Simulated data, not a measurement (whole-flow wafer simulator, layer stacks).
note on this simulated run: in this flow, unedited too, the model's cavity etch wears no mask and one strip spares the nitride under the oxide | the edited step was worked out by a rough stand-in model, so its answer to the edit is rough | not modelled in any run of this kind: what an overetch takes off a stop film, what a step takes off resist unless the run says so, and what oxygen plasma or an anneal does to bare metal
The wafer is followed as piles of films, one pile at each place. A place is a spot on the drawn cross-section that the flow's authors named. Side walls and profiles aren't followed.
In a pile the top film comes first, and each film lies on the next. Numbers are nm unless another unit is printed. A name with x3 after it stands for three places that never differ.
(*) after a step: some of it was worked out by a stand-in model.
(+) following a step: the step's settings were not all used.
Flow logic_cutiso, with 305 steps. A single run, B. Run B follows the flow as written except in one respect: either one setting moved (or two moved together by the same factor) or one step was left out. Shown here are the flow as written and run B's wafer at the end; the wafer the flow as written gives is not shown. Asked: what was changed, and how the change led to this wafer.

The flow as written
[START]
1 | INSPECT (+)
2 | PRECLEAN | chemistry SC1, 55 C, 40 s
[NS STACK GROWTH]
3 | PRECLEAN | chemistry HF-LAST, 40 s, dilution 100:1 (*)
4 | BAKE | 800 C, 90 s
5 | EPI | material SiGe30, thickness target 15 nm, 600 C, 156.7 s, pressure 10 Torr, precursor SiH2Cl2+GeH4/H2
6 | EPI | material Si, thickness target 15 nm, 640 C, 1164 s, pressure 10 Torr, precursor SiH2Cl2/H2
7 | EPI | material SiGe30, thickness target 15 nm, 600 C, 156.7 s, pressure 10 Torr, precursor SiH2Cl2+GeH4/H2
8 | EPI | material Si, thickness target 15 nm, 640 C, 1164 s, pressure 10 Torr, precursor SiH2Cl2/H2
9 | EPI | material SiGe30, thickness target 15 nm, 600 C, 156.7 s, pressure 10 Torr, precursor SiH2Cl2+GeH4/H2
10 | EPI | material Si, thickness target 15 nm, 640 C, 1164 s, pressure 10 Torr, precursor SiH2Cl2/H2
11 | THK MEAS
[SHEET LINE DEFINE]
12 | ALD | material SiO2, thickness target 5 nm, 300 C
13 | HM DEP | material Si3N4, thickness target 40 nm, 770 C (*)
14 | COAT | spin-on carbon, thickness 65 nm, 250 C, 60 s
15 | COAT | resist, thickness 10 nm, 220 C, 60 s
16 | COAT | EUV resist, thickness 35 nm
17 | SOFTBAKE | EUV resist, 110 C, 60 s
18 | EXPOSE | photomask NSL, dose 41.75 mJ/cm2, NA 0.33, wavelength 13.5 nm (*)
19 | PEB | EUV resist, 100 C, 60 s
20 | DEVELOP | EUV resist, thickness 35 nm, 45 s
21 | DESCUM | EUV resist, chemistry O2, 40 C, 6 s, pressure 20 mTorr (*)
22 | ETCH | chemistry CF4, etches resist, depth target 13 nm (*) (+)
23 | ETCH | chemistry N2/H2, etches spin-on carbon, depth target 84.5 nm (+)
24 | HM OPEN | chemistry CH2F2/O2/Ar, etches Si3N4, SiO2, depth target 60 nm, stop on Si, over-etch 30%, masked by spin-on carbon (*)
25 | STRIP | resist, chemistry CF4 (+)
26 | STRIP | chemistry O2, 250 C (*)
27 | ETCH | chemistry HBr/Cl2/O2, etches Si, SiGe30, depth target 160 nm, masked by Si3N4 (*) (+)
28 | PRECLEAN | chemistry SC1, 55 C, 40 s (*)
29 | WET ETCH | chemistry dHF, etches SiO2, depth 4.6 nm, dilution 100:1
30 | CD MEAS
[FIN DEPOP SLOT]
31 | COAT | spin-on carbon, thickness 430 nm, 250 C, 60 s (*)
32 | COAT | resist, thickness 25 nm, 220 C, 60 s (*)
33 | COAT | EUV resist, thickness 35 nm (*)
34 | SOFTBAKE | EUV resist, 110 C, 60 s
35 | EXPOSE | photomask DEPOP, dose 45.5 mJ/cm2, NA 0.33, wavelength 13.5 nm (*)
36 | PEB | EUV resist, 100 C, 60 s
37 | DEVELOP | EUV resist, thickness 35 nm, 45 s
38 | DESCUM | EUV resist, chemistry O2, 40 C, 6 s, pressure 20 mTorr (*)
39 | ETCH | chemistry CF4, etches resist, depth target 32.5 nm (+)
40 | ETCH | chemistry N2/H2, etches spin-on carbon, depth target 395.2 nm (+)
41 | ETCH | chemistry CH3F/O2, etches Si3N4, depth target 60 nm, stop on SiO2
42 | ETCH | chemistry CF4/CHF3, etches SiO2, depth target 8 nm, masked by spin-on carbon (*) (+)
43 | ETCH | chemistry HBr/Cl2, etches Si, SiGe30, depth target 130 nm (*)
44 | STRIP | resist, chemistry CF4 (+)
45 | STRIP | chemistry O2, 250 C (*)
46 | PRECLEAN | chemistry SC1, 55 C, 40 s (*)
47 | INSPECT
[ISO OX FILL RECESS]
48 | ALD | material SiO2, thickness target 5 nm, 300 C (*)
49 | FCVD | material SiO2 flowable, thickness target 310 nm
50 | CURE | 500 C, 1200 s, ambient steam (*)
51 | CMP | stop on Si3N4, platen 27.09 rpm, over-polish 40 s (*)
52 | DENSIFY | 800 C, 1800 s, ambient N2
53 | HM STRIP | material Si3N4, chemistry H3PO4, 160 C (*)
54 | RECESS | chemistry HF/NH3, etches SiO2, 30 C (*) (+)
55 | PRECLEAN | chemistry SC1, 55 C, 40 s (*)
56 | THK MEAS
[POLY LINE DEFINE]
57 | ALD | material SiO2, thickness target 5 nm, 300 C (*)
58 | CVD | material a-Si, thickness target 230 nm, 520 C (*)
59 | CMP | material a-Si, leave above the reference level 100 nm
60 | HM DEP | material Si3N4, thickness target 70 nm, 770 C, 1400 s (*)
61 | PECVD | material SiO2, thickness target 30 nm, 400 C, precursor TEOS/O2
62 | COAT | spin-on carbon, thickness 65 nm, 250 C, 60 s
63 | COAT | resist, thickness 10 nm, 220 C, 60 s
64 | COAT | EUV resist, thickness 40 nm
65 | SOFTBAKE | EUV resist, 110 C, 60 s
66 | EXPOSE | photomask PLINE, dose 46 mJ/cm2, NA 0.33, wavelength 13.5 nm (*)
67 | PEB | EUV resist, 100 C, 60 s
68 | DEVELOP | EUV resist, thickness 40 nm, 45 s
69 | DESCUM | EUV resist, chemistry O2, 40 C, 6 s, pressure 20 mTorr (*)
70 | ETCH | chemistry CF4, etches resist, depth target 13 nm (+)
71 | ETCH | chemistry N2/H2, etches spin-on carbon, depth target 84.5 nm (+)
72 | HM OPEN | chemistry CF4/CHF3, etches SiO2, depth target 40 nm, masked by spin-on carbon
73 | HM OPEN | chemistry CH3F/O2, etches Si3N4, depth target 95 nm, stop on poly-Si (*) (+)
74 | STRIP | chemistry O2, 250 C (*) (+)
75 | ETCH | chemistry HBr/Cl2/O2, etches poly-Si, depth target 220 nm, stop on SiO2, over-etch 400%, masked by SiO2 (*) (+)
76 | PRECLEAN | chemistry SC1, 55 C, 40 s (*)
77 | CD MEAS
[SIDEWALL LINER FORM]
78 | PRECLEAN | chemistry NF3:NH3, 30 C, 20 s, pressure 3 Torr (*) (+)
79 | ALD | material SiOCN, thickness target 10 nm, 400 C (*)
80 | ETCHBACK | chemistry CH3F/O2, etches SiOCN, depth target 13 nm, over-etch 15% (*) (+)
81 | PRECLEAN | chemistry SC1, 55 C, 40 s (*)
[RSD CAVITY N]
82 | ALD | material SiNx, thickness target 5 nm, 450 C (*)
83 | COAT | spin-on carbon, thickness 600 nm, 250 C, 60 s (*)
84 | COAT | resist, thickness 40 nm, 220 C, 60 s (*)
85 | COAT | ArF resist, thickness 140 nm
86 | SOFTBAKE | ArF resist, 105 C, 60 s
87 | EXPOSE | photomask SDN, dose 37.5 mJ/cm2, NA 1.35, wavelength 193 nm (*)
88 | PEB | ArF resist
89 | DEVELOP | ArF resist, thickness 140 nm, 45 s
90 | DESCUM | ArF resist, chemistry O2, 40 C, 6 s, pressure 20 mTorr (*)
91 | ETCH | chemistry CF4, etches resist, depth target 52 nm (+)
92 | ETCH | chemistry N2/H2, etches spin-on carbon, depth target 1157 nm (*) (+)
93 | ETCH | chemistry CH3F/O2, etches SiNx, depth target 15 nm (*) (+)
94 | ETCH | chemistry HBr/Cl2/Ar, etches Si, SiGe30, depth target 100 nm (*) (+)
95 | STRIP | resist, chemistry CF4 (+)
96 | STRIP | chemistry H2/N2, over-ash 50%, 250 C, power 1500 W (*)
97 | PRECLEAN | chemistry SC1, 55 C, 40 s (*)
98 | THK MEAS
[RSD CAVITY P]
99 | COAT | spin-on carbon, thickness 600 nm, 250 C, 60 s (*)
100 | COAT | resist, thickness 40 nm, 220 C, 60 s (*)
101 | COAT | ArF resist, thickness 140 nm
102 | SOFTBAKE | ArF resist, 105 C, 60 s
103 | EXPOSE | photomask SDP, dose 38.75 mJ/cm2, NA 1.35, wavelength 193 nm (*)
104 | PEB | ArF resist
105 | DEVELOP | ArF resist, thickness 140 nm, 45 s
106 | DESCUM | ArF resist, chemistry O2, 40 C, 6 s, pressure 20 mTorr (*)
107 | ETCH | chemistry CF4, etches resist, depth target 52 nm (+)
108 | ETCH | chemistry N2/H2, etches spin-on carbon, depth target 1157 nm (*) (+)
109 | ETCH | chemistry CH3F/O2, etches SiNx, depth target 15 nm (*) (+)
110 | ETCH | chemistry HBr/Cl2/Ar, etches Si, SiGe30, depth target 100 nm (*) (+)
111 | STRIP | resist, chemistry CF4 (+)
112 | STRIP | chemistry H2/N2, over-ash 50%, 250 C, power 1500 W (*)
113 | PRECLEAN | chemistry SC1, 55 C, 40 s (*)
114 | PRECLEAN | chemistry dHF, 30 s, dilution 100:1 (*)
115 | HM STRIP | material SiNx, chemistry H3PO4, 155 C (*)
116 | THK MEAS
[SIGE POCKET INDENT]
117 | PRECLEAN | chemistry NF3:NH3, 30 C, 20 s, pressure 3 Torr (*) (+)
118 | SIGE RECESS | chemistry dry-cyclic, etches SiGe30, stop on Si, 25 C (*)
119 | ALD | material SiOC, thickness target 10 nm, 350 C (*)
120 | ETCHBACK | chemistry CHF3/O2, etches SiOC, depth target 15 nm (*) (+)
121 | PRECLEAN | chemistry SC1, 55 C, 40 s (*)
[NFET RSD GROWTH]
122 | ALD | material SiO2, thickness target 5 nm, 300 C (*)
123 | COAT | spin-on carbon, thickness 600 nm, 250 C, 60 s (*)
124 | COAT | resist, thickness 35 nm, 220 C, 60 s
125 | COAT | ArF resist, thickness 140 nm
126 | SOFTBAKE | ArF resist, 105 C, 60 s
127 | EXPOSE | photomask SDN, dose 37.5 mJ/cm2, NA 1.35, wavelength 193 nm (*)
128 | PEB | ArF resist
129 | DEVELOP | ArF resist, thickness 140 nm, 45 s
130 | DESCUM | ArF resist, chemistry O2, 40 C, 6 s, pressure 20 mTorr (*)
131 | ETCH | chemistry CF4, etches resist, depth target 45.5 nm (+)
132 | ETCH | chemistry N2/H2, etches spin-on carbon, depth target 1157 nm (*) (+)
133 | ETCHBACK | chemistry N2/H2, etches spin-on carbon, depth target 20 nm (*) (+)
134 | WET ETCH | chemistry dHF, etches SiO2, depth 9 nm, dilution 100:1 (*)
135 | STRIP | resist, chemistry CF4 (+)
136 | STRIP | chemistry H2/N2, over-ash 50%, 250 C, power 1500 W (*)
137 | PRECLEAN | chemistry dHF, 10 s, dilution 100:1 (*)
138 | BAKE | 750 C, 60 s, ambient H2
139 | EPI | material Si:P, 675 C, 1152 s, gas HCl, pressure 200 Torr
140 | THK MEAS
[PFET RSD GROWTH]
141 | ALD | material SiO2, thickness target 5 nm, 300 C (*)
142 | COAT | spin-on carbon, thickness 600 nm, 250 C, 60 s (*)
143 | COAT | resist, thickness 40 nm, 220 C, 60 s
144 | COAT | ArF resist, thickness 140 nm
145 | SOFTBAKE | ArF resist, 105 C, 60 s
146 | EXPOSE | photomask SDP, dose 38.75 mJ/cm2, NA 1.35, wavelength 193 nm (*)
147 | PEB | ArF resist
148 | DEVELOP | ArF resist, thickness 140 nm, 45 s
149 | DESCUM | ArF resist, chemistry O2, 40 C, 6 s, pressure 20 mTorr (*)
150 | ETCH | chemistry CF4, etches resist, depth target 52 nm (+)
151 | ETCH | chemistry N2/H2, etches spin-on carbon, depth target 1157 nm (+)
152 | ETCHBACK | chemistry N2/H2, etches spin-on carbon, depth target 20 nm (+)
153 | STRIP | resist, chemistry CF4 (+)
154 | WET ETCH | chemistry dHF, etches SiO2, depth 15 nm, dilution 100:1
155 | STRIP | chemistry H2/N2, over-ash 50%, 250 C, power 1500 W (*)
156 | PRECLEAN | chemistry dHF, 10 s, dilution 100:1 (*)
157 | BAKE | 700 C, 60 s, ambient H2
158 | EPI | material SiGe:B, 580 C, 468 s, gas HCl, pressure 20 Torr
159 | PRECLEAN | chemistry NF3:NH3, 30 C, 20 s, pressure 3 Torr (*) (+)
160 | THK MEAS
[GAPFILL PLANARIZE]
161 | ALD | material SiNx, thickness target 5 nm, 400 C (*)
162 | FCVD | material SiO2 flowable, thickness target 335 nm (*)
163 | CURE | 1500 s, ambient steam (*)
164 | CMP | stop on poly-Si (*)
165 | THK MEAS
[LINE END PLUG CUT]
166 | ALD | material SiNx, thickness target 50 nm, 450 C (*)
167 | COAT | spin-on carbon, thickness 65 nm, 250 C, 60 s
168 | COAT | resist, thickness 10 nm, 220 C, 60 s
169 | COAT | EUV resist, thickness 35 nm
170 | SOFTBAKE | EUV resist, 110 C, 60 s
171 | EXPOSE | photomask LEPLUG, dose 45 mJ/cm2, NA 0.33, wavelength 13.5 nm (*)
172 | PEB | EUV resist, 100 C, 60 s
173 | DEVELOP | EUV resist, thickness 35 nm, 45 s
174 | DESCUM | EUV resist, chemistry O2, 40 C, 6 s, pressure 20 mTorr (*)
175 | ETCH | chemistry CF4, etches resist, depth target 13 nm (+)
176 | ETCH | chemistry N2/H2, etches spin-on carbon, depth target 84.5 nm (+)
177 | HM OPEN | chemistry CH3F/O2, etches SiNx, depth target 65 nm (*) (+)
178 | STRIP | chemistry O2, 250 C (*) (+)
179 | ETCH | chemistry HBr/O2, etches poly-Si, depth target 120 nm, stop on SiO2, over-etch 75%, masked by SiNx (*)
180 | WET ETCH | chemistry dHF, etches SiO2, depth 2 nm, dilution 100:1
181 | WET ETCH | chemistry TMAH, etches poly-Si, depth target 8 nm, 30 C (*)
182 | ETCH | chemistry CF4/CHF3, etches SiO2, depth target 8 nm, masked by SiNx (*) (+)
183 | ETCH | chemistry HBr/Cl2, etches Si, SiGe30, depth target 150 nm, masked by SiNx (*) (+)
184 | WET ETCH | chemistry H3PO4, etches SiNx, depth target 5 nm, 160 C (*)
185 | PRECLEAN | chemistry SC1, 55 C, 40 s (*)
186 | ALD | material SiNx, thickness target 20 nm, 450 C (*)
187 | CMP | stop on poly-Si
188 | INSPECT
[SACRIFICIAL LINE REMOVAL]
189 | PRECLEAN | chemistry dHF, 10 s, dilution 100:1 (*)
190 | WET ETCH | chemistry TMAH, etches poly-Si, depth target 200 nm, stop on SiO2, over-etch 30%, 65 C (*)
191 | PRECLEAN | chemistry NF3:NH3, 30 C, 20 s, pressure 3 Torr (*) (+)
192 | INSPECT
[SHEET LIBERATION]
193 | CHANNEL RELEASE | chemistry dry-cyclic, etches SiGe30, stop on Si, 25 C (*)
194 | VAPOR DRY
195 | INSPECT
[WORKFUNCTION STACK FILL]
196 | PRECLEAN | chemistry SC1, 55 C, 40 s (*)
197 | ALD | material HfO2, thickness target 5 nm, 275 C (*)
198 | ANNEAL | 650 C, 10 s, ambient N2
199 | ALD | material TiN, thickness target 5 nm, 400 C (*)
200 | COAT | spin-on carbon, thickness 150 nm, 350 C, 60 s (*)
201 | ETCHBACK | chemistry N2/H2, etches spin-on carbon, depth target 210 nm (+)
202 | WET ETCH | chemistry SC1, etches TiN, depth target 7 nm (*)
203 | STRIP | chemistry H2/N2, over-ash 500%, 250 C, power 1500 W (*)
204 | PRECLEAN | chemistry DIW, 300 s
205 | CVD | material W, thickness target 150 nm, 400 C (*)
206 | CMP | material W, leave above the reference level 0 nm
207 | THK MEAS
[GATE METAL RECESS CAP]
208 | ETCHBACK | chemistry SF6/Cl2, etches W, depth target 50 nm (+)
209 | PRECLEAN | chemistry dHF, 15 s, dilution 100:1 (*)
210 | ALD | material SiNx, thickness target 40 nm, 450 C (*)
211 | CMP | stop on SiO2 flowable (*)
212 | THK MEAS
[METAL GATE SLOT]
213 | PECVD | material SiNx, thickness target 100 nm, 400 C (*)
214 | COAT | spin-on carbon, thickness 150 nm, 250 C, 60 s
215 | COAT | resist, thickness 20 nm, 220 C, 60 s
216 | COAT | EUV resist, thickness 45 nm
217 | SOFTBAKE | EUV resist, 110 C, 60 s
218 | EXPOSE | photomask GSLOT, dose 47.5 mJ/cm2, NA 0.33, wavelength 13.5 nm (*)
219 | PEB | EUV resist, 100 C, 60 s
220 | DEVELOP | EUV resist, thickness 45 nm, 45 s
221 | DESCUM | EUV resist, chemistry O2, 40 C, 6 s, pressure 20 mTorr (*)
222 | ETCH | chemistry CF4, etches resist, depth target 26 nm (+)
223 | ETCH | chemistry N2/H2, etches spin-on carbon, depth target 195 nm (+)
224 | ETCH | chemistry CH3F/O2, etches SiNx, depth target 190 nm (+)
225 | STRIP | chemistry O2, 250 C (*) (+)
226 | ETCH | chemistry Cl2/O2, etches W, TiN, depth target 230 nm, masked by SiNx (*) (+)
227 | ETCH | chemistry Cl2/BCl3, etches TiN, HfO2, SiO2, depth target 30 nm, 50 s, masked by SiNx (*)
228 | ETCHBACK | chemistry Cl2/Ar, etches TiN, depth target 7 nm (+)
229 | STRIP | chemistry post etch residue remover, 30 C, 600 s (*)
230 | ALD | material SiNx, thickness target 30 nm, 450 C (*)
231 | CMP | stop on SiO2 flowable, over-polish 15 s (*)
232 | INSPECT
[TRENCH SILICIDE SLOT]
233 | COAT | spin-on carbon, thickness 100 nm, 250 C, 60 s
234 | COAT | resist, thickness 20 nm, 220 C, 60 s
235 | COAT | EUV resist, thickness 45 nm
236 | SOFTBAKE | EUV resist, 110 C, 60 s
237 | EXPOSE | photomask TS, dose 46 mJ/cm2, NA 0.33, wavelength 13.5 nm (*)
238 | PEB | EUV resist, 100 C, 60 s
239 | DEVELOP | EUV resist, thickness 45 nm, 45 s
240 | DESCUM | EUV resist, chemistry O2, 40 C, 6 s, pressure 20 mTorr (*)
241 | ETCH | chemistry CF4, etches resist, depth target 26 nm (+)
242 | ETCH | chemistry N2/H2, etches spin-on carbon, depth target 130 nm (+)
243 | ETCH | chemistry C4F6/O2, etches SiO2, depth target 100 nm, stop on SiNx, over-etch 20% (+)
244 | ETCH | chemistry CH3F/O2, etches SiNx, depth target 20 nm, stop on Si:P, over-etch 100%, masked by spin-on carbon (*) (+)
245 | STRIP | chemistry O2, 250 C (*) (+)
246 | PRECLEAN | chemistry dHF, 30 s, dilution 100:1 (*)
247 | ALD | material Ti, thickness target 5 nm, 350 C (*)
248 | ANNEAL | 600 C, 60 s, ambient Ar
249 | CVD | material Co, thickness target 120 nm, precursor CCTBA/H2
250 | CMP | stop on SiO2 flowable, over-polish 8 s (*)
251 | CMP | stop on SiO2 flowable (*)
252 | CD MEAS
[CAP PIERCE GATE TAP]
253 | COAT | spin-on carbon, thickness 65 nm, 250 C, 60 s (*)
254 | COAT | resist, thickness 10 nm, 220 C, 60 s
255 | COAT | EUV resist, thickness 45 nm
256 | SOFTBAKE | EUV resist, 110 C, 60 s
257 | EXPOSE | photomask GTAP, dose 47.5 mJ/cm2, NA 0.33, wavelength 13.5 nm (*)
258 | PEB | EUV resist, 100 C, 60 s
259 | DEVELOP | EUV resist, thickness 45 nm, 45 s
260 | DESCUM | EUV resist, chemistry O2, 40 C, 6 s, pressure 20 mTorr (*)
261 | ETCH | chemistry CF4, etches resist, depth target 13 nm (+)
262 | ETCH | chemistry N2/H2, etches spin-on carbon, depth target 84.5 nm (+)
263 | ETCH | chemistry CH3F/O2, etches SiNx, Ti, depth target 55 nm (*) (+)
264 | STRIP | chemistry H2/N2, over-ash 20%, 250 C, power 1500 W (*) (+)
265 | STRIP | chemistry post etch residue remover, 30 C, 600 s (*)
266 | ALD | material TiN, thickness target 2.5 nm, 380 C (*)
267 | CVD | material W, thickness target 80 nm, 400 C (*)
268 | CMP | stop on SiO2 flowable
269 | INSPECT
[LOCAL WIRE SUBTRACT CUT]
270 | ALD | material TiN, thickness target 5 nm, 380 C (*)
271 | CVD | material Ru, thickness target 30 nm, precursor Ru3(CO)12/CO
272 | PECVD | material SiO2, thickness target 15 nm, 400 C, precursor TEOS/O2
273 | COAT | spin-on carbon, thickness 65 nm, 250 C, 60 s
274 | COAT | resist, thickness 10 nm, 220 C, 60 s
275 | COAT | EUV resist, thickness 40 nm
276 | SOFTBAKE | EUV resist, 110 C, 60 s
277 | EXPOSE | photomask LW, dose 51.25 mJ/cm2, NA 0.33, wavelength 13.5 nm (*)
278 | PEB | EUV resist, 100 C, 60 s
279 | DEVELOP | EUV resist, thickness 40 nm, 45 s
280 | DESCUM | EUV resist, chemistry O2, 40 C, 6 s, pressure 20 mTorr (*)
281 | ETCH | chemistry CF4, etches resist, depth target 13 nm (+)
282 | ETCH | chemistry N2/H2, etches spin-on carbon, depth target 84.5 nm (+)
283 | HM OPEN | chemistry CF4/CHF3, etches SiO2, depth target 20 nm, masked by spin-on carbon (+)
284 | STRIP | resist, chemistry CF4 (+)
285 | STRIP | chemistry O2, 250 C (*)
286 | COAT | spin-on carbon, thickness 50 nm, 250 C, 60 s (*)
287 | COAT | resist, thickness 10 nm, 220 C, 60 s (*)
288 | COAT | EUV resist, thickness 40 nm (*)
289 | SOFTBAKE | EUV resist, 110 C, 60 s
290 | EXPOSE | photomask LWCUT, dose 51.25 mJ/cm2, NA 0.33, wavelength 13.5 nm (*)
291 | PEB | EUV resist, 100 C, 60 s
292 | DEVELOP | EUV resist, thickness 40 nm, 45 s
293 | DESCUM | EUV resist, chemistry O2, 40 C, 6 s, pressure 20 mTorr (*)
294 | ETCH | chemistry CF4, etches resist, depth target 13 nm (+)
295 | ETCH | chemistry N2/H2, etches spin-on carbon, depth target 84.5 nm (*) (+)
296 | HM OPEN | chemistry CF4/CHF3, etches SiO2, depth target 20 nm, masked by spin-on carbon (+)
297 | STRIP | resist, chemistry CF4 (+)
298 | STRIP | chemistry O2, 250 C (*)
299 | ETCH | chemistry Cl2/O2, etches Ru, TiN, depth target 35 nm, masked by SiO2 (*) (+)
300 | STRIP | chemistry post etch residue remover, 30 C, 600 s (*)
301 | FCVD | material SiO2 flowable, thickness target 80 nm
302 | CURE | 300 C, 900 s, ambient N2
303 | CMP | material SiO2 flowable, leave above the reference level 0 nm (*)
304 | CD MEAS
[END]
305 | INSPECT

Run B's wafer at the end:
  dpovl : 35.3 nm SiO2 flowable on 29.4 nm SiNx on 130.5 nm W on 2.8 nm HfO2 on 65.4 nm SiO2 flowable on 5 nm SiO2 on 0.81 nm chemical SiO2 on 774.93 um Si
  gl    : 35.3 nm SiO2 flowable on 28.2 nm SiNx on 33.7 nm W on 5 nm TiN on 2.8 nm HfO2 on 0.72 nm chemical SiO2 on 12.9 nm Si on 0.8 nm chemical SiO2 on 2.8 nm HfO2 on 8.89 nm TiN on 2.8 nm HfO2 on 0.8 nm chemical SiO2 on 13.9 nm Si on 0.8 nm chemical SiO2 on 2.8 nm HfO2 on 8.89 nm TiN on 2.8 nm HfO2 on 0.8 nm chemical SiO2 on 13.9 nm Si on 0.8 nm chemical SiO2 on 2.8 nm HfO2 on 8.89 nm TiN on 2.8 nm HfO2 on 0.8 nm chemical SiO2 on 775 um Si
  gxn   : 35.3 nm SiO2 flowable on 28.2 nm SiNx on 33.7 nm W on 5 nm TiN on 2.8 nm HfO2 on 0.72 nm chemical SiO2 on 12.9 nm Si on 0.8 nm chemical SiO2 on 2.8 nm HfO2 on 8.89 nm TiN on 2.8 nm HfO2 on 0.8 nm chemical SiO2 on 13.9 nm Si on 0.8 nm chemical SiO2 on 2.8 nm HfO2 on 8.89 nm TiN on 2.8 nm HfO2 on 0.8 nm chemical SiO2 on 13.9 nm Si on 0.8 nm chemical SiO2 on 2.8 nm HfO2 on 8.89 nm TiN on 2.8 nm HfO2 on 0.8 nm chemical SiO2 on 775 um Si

The reason: step 197, ALD: thickness target 2.8 nm was run, whereas the flow has thickness target 5 nm.
The wafer lets one read it off: dpovl has HfO2 2.8, and step 197 as written asks for 5 nm.

How this came from the change, step by step:
  197 | ALD | material HfO2, thickness target 5 nm, 275 C (*)
      depop, dpovl, gfld and 12 more: HfO2 gains 2.8 (new film) (as written it would have been: HfO2 gains 5 (new film))
      gl, glp, gxn, gxp, ns, tap: HfO2 gains 2.8 (new film), HfO2 gains 2.8 (new film), cavity loses 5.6, HfO2 gains 2.8 (new film), HfO2 gains 2.8 (new film), cavity loses 5.6, HfO2 gains 2.8 (new film), HfO2 gains 2.8 (new film), cavity loses 5.6, HfO2 gains 2.8 (new film) (as written it would have been: HfO2 gains 5 (new film), HfO2 gains 5 (new film), cavity loses 10, HfO2 gains 5 (new film), HfO2 gains 5 (new film), cavity loses 10, HfO2 gains 5 (new film), HfO2 gains 5 (new film), cavity loses 10, HfO2 gains 5 (new film))
      (also at 1 further place)
  199 | ALD | material TiN, thickness target 5 nm, 400 C (*)
      gl, glp, tap: TiN gains 5 (new film), TiN gains 8.89 (new film), cavity loses 8.89 (all of it), TiN gains 8.89 (new film), cavity loses 8.89 (all of it), TiN gains 8.89 (new film), cavity loses 8.89 (all of it) (as written it would have been: TiN gains 5.26 (new film), TiN gains 4.49 (new film), cavity loses 4.49 (all of it), TiN gains 4.49 (new film), cavity loses 4.49 (all of it), TiN gains 4.49 (new film), cavity loses 4.49 (all of it))
      gxn, gxp, ns: TiN gains 5 (new film), TiN gains 8.89 (new film), cavity loses 8.89 (all of it), TiN gains 8.89 (new film), cavity loses 8.89 (all of it), TiN gains 8.89 (new film), cavity loses 8.89 (all of it) (as written it would have been: TiN gains 5 (new film), TiN gains 4.49 (new film), cavity loses 4.49 (all of it), TiN gains 4.49 (new film), cavity loses 4.49 (all of it), TiN gains 4.49 (new film), cavity loses 4.49 (all of it))
      (also at 2 further places)
  200 | COAT | spin-on carbon, thickness 150 nm, 350 C, 60 s (*)
      gxn, gxp: spin-on carbon gains 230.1 (new film) (as written it would have been: spin-on carbon gains 236.9 (new film))
      lnr, lnrp: spin-on carbon gains 127.5 (new film) (as written it would have been: spin-on carbon gains 133.9 (new film))
      (also at 17 further places)
  201 | ETCHBACK | chemistry N2/H2, etches spin-on carbon, depth target 210 nm (+)
      lnr, lnrp: spin-on carbon loses 127.5 (all of it) (as written it would have been: spin-on carbon loses 133.9 (all of it))
      rsdp, rsdx: spin-on carbon loses 138.8 (all of it) (as written it would have been: spin-on carbon loses 145.6 (all of it))
      (also at 11 further places)
  203 | STRIP | chemistry H2/N2, over-ash 500%, 250 C, power 1500 W (*)
      gl, glp: spin-on carbon loses 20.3 (all of it) (as written it would have been: spin-on carbon loses 26.7 (all of it))
      gxn, gxp: spin-on carbon loses 19.9 (all of it) (as written it would have been: spin-on carbon loses 26.8 (all of it))
      (also at 3 further places)
  206 | CMP | material W, leave above the reference level 0 nm
      lnr, lnri, lnrp, lnrt: W loses 150 (all of it), HfO2 loses 2.8 (all of it), SiOCN loses 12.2 (as written it would have been: W loses 150 (all of it), HfO2 loses 5 (all of it), SiOCN loses 12.2)
      rsdn, rsdp, rsdw, rsdx: W loses 162.2 (all of it), HfO2 loses 2.8 (all of it) (as written it would have been: W loses 162.2 (all of it), HfO2 loses 5 (all of it))
      (also at 2 further places)
  226 | ETCH | chemistry Cl2/O2, etches W, TiN, depth target 230 nm, masked by SiNx (*) (+)
      gfld: W loses 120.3 (all of it), TiN loses 5 (all of it), HfO2 loses 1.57 (as written it would have been: W loses 115.4 (all of it), TiN loses 7.64 (all of it), HfO2 loses 1.54)
  227 | ETCH | chemistry Cl2/BCl3, etches TiN, HfO2, SiO2, depth target 30 nm, 50 s, masked by SiNx (*)
      gfld: HfO2 loses 1.23 (all of it), SiO2 flowable loses 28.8 (as written it would have been: HfO2 loses 3.46 (all of it), SiO2 flowable loses 26.5)
